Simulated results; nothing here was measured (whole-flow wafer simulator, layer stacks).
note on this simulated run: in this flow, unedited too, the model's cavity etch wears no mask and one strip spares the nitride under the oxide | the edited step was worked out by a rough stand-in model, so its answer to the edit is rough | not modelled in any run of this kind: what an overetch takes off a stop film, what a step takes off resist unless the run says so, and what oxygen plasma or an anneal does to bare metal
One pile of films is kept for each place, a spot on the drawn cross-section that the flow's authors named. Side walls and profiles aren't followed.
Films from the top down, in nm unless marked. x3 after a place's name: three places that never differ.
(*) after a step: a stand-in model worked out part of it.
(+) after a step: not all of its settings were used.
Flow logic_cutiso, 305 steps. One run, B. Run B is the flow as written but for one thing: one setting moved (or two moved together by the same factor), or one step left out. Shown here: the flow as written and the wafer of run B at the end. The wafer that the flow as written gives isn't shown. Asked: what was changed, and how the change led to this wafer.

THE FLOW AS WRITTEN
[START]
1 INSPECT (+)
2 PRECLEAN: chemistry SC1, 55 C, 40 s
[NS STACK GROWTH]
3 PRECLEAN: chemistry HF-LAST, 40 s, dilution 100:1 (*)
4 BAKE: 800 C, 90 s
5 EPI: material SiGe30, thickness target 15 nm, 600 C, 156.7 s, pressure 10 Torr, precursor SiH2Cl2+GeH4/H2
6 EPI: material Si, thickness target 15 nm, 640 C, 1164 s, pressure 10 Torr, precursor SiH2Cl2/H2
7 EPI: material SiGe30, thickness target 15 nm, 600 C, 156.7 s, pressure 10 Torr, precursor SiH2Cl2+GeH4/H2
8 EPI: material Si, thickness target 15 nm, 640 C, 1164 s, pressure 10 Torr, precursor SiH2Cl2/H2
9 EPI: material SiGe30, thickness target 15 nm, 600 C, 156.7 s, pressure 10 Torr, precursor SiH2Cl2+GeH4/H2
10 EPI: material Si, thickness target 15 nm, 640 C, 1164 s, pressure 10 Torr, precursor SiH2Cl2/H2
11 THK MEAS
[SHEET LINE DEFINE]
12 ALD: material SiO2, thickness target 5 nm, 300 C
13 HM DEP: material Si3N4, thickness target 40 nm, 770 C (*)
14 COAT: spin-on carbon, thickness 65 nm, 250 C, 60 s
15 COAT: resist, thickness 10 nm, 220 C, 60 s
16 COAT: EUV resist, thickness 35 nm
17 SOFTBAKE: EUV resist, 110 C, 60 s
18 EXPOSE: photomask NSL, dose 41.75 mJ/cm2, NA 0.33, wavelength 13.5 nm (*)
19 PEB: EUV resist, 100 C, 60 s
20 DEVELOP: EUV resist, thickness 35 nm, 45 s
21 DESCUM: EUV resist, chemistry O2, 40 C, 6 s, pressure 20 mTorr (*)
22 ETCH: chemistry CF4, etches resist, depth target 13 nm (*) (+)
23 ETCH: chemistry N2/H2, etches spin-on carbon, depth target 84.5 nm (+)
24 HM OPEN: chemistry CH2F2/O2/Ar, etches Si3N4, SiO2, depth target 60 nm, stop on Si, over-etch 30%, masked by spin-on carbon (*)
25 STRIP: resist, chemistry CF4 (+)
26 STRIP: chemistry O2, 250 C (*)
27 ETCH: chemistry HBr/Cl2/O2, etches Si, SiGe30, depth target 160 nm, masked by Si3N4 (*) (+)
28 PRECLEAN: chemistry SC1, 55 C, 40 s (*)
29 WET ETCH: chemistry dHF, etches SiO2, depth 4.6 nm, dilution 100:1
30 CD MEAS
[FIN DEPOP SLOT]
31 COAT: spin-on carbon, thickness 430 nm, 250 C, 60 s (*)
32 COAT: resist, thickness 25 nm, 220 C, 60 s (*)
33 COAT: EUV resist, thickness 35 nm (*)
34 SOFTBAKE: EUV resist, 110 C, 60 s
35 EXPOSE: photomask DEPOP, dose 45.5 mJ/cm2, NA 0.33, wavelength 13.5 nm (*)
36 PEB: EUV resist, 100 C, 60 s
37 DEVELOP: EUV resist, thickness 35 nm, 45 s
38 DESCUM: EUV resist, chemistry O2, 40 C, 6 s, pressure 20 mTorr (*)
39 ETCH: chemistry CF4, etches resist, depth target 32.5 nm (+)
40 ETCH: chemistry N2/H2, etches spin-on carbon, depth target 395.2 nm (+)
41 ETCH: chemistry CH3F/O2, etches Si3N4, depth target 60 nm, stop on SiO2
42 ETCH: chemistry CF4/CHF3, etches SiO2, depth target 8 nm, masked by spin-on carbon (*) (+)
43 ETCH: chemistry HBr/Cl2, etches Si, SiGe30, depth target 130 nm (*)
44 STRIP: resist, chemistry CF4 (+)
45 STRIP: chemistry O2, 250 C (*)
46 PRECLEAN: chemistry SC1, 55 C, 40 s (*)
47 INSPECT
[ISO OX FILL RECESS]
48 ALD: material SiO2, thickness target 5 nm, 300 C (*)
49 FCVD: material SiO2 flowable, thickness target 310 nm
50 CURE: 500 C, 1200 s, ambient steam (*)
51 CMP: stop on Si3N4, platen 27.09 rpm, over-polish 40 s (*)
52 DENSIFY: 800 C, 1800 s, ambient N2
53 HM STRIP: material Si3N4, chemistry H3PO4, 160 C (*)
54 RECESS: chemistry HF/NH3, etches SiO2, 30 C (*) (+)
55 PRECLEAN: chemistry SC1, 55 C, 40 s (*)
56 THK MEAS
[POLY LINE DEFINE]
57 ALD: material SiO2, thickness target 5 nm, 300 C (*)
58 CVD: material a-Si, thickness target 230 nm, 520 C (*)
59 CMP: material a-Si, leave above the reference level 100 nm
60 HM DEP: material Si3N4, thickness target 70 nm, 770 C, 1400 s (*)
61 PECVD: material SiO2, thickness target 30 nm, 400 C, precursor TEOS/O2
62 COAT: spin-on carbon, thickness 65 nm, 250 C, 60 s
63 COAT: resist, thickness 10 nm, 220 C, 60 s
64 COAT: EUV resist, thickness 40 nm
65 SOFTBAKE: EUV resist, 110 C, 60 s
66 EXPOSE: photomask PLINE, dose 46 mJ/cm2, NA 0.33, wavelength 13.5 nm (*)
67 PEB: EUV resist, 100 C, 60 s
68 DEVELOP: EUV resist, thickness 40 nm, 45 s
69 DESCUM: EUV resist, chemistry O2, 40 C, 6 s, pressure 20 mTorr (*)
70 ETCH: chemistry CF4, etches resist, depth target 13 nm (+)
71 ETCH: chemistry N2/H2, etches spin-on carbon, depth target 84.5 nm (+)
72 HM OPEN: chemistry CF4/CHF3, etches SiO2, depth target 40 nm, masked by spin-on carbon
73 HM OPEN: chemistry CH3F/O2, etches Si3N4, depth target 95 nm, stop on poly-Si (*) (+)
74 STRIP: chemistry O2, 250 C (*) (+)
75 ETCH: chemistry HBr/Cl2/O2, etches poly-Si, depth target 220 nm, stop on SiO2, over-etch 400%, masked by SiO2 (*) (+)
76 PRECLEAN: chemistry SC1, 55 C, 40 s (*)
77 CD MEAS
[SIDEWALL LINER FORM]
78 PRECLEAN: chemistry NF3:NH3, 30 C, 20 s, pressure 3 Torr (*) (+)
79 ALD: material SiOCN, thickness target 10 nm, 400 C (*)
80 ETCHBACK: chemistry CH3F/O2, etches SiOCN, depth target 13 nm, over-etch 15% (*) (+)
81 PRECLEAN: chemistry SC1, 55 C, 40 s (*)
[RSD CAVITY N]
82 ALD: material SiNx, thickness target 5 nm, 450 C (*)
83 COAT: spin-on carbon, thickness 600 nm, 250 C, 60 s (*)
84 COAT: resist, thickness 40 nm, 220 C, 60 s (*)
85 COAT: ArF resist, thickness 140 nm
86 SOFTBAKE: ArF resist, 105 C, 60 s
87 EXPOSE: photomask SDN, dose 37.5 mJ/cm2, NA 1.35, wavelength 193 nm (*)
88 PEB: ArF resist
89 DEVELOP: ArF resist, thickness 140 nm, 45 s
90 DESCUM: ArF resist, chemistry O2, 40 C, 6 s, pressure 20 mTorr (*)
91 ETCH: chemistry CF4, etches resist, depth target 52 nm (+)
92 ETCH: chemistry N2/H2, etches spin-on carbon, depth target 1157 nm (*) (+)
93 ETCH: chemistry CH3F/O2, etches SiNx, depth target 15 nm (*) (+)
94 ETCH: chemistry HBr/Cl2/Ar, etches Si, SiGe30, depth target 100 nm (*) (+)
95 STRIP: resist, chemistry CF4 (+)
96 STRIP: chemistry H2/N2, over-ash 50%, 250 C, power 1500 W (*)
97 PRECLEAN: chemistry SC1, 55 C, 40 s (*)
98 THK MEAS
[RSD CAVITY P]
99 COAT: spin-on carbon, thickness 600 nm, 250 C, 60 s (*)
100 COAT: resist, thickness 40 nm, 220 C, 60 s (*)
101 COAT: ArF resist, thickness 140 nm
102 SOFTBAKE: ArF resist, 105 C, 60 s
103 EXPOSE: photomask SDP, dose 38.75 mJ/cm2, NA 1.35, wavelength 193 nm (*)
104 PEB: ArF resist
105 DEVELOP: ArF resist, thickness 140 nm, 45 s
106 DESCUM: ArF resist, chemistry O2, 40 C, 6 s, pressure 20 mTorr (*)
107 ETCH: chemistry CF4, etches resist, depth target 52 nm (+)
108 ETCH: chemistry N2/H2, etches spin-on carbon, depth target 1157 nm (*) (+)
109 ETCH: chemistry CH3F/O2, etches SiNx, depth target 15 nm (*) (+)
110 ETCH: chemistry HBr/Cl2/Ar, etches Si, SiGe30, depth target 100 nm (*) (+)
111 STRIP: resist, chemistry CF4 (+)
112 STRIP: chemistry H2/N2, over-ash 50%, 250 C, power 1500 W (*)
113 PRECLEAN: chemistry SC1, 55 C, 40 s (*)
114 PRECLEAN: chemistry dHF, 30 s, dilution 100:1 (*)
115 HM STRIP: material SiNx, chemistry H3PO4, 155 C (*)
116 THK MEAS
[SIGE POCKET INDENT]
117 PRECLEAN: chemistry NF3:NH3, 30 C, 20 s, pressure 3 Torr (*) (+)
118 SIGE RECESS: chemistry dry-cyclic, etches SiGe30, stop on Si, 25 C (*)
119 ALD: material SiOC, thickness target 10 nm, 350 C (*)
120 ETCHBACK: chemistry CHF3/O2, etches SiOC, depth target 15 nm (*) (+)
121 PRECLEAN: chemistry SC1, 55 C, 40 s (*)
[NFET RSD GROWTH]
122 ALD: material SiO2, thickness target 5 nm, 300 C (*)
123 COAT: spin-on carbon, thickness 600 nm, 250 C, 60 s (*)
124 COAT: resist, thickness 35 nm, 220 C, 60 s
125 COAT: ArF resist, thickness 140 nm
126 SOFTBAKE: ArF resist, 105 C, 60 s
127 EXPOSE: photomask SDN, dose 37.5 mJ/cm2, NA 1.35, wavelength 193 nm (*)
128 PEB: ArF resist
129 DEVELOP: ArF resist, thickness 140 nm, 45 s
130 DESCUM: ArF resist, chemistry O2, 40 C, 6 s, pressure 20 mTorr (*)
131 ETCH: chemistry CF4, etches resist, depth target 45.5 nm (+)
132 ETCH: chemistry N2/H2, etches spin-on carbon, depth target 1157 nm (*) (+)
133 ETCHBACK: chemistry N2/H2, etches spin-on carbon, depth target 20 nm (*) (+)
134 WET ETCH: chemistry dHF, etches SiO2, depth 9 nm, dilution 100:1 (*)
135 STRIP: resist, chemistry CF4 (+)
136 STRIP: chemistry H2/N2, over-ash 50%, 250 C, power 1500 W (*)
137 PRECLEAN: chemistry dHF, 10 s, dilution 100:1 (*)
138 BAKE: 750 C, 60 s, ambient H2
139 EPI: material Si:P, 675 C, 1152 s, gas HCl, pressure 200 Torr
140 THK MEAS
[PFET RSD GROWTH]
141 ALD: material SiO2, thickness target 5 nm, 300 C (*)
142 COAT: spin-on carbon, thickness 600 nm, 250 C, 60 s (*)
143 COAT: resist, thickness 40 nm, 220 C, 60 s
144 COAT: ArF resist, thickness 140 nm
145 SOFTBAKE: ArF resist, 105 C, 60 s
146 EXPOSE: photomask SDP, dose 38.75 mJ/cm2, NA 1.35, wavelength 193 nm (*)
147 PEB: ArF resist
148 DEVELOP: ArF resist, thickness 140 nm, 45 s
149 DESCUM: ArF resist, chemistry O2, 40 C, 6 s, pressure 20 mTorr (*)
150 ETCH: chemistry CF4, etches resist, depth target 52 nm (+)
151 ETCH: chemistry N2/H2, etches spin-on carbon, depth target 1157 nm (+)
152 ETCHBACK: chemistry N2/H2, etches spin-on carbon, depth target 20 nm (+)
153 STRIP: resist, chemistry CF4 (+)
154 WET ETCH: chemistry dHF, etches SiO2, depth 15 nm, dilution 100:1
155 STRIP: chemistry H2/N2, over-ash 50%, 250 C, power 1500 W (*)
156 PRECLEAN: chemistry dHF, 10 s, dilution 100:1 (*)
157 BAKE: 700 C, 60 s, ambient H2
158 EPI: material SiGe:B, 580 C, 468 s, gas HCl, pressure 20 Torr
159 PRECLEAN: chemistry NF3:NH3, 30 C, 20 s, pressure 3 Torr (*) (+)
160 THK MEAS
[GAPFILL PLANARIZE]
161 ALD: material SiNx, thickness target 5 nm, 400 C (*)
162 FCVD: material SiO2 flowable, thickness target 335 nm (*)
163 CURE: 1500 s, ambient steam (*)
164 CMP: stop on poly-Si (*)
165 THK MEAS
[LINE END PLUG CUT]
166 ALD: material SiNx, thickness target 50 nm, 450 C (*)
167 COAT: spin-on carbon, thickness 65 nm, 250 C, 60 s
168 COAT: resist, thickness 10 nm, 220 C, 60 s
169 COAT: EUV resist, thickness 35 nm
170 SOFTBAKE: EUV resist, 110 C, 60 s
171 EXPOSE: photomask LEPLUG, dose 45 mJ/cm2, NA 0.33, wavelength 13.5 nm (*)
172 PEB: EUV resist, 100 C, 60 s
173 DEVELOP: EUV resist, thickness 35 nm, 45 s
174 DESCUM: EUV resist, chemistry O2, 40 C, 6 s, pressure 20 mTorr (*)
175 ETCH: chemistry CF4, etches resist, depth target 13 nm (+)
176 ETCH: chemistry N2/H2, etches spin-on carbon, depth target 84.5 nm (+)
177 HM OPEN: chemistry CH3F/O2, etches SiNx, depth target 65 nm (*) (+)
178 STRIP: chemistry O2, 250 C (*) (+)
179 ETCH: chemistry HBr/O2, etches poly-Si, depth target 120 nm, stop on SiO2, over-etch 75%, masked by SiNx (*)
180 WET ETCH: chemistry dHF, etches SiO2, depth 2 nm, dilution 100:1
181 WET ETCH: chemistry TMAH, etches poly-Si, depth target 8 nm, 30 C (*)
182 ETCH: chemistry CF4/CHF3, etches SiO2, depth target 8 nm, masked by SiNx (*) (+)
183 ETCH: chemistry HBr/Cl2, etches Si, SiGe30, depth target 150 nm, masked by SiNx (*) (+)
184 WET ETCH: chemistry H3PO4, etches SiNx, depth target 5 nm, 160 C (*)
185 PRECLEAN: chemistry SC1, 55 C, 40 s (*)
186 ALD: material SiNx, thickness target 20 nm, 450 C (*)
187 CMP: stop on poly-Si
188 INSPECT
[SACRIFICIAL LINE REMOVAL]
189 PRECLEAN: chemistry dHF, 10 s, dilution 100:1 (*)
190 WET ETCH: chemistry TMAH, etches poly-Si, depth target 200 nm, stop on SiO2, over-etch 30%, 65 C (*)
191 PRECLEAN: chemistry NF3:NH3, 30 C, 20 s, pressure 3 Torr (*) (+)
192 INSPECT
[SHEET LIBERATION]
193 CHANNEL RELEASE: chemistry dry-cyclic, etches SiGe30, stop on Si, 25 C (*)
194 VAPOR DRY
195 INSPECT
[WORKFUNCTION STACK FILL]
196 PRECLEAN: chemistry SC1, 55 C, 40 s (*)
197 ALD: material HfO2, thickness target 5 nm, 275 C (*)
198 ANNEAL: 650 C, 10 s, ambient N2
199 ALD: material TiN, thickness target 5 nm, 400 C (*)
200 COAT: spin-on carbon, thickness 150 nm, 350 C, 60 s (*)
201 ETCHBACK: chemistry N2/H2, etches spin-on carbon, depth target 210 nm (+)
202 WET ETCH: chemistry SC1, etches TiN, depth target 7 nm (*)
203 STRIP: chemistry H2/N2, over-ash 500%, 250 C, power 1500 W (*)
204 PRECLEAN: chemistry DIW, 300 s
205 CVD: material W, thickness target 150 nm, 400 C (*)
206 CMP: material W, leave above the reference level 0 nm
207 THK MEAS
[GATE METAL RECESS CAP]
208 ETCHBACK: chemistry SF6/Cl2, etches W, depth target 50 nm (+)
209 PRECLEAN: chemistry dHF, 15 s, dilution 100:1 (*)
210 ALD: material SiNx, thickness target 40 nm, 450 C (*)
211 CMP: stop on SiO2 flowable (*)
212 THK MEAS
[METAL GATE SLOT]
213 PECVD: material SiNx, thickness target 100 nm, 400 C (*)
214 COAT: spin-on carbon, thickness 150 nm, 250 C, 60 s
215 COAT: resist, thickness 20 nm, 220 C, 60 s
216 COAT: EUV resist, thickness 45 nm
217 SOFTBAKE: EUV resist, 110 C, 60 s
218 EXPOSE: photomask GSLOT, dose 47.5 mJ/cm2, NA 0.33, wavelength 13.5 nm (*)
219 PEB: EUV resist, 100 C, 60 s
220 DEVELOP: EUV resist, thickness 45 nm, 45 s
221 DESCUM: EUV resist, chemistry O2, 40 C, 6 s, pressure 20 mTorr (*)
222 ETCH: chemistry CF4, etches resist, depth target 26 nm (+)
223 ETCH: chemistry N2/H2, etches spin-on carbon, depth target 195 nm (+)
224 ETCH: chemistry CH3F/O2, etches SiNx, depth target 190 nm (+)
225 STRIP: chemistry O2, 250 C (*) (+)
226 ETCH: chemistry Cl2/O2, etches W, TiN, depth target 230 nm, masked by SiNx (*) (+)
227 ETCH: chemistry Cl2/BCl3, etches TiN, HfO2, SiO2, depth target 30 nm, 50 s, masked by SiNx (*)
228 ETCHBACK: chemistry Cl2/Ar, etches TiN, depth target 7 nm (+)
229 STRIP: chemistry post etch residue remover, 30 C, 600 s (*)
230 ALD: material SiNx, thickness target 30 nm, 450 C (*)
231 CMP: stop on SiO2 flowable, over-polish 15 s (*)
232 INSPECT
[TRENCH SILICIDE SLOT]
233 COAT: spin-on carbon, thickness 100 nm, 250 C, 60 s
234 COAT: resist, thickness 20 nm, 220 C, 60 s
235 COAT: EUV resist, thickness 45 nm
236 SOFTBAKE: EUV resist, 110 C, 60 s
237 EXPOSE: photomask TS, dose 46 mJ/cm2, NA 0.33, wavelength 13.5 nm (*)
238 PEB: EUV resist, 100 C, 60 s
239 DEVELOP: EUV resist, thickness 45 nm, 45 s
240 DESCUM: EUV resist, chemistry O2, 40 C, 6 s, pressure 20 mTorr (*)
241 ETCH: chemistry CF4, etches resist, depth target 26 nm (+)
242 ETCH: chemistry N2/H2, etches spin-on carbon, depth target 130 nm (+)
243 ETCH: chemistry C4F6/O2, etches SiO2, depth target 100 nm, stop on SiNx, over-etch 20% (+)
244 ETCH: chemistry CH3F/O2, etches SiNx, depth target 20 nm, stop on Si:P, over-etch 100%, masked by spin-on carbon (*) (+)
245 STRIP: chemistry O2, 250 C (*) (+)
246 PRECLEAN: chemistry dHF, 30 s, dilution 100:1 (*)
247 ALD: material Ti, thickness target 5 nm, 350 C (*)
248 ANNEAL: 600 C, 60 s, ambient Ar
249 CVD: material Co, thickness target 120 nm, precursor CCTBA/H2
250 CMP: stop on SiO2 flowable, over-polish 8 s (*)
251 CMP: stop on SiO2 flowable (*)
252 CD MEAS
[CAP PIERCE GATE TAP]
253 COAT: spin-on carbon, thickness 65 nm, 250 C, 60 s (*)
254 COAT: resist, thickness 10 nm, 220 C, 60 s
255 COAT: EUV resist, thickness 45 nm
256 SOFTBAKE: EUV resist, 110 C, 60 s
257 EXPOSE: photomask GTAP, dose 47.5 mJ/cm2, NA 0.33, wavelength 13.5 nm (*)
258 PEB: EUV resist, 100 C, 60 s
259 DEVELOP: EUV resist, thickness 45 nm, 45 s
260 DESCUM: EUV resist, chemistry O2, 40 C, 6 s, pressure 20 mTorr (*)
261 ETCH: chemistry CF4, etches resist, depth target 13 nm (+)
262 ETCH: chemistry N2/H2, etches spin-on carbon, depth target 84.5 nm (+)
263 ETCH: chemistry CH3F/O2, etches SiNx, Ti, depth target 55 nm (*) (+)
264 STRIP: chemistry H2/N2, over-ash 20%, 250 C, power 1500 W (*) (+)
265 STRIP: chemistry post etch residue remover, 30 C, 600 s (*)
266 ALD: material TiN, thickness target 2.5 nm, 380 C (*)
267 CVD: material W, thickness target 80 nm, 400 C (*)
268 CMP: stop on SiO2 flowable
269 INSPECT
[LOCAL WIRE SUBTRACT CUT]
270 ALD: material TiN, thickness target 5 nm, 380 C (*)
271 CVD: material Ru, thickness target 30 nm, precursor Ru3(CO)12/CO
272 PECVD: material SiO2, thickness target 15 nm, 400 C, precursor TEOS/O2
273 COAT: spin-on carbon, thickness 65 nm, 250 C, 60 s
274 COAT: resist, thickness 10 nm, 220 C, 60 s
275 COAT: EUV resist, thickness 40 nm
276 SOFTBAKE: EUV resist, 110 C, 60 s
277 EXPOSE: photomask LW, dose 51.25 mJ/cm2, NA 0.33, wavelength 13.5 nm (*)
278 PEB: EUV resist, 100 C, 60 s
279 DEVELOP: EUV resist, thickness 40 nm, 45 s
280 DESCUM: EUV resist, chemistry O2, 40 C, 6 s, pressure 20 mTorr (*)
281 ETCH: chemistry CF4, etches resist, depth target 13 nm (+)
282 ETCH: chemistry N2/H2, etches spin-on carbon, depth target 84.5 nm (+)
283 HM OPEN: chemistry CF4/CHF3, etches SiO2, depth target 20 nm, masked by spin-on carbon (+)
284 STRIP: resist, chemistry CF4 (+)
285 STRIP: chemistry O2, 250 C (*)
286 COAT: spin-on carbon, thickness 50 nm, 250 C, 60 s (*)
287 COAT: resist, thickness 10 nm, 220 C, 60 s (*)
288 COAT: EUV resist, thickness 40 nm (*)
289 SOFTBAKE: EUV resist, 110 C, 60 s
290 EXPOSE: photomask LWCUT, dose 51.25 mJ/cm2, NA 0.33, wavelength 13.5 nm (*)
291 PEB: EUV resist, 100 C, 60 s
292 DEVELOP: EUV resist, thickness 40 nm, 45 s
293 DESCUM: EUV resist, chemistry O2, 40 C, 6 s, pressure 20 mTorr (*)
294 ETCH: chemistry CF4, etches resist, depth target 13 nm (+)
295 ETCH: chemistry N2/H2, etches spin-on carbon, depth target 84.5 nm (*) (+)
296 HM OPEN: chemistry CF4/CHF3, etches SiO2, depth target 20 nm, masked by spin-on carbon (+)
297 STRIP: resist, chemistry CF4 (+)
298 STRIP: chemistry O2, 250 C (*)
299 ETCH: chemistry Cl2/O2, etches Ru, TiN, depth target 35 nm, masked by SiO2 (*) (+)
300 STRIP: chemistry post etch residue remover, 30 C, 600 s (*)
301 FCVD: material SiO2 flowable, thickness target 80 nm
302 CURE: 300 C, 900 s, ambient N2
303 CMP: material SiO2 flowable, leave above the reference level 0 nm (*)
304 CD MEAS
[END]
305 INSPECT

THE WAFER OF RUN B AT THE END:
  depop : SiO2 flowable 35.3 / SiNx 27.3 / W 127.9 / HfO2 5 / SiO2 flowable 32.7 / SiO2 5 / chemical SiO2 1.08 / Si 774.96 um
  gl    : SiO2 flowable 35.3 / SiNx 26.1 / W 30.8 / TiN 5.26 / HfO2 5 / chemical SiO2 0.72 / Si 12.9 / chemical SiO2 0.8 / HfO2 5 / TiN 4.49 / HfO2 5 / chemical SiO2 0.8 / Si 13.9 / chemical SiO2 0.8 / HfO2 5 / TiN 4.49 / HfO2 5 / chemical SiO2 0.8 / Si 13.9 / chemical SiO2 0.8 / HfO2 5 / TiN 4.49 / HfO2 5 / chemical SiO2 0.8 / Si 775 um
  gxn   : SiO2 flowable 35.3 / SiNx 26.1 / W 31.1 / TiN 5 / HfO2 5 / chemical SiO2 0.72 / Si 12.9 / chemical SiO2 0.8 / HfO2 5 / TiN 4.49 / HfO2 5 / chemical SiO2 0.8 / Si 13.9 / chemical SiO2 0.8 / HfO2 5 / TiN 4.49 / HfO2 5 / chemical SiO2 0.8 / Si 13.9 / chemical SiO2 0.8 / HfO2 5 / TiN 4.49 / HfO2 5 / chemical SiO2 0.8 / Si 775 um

The cause: step 162, FCVD: thickness target 502.5 nm was run, where the flow has thickness target 335 nm.

How the change led to this, step by step:
  162 FCVD: material SiO2 flowable, thickness target 335 nm (*)
      depop, dpovl, isow, ns, nsgap: SiO2 flowable +502.5 (new film) (as written it would be: SiO2 flowable +335 (new film))
      rsdn, rsdp, rsdw, rsdx: SiO2 flowable +591.4 (new film) (as written it would be: SiO2 flowable +423.9 (new film))
      (and at 13 more places)
  163 CURE: 1500 s, ambient steam (*)
      depop, dpovl, isow, ns, nsgap: SiO2 flowable -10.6 (as written it would be: SiO2 flowable -8.24)
      gfld, iso, lnri: SiO2 flowable -10 (as written it would be: SiO2 flowable -7.46)
      (and at 14 more places)
  164 CMP: stop on poly-Si (*)
      depop, dpovl, isow, ns, nsgap: SiO2 flowable -491.9 (all of it), SiNx -5 (all of it), SiO2 -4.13 (all of it), Si3N4 -70 (all of it) (as written it would be: SiO2 flowable -326.8 (all of it), SiNx -5 (all of it), SiO2 -4.13 (all of it), Si3N4 -70 (all of it))
      iso, rsdn, rsdp, rsdx: SiO2 flowable -495.9 (as written it would be: SiO2 flowable -331)
      (and at 13 more places)
  209 PRECLEAN: chemistry dHF, 15 s, dilution 100:1 (*)
      rsdn, rsdx: SiO2 flowable -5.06 (as written it would be: SiO2 flowable -4.49)
      rsdp, rsdw: SiO2 flowable -5.07 (as written it would be: SiO2 flowable -4.5)
      (and at 1 more place)
  211 CMP: stop on SiO2 flowable (*)
      depop, dpovl, isow, ns, nsgap: SiNx -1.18 (as written it would be: SiNx -0.61)
      lnr, lnri, lnrp, lnrt: SiNx -40 (all of it), SiOCN -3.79 (as written it would be: SiNx -40 (all of it), SiOCN -3.22)
  246 PRECLEAN: chemistry dHF, 30 s, dilution 100:1 (*)
      iso: SiO2 flowable -10.7 (as written it would be: SiO2 flowable -9.13)
      rsdx: SiO2 flowable -9.79 (as written it would be: SiO2 flowable -8.73)
  250 CMP: stop on SiO2 flowable, over-polish 8 s (*)
      rsdx: Co -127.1 (as written it would be: Co -127.9 (all of it))
  251 CMP: stop on SiO2 flowable (*)
      rsdx: Co -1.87 (all of it), Ti -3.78 (as written it would be: Ti -5 (all of it))
      iso: Co -2.75 (all of it), Ti -2.9 (as written it would be: Co -1.22 (all of it), Ti -4.34)
  265 STRIP: chemistry post etch residue remover, 30 C, 600 s (*)
      iso: Ti -1.79 (as written it would be: Ti -0.66 (all of it))
      rsdx: Ti -1.22 (all of it) (as written it would be: nothing)
  268 CMP: stop on SiO2 flowable
      depop, dpovl, gfld and 9 more: W -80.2 (all of it), TiN -2.5 (all of it), SiNx -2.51 (as written it would be: W -80.2 (all of it), TiN -2.5 (all of it), SiNx -0.98)
      lnr, lnri, lnrp, lnrt: W -80 (all of it), TiN -2.5 (all of it), SiOCN -2.75 (as written it would be: W -80 (all of it), TiN -2.5 (all of it), SiOCN -1.22)
      (and at 3 more places)
